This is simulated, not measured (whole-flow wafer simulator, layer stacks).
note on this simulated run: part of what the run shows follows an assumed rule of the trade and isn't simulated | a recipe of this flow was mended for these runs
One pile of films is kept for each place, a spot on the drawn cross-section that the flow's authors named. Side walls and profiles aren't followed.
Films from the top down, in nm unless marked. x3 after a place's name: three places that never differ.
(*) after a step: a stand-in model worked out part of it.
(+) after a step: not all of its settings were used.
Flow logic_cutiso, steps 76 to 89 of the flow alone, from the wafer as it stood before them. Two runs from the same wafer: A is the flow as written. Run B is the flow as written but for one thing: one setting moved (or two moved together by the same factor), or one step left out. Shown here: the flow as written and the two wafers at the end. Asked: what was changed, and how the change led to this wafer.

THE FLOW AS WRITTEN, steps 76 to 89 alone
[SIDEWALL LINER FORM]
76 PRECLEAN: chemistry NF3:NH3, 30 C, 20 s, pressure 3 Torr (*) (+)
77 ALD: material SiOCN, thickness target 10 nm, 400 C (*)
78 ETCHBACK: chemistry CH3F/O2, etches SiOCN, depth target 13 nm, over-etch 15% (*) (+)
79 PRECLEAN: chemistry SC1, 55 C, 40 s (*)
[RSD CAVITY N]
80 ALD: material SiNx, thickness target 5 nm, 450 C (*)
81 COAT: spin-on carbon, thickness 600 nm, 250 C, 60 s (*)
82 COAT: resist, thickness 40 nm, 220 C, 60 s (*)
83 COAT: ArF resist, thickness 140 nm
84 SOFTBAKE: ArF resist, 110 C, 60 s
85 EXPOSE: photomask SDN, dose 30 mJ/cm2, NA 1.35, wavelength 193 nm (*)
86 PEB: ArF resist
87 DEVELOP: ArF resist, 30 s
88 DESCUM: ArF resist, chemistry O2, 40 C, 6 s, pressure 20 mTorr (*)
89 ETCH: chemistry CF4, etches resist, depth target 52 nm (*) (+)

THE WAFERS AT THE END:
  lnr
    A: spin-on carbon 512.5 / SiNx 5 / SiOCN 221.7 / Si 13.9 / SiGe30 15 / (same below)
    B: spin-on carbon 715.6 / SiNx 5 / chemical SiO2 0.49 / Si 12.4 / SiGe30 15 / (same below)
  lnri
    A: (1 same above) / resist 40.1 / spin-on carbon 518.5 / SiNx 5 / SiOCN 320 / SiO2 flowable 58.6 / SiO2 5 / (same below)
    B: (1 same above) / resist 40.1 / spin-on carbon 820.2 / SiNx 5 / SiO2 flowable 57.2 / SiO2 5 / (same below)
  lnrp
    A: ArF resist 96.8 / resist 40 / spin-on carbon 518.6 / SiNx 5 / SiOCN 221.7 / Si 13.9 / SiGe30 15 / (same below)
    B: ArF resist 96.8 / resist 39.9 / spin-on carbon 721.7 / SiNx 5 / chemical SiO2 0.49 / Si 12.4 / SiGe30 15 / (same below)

The cause: step 77, ALD: thickness target 7.8 nm was run, where the flow has thickness target 10 nm.

How the change led to this, step by step:
  77 ALD: material SiOCN, thickness target 10 nm, 400 C (*)
      depop, dpovl x3, gfld and 13 more: A SiOCN +10 (new film) | B SiOCN +7.8 (new film)
  78 ETCHBACK: chemistry CH3F/O2, etches SiOCN, depth target 13 nm, over-etch 15% (*) (+)
      depop, dpovl x3, gfld and 8 more: A SiOCN -10 (all of it), SiO2 -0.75 | B SiOCN -7.8 (all of it), SiO2 -1.3
      rsdn, rsdp, rsdw, rsdx: A SiOCN -10 (all of it), Si -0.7 | B SiOCN -7.8 (all of it), Si -1.21
      (and at 1 more place)
  81 COAT: spin-on carbon, thickness 600 nm, 250 C, 60 s (*)
      gfld, gxf, gxn, gxp: A spin-on carbon +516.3 (new film) | B spin-on carbon +497.2 (new film)
      gl, glp, plug, tap: A spin-on carbon +516.4 (new film) | B spin-on carbon +497.3 (new film)
      (and at 9 more places)
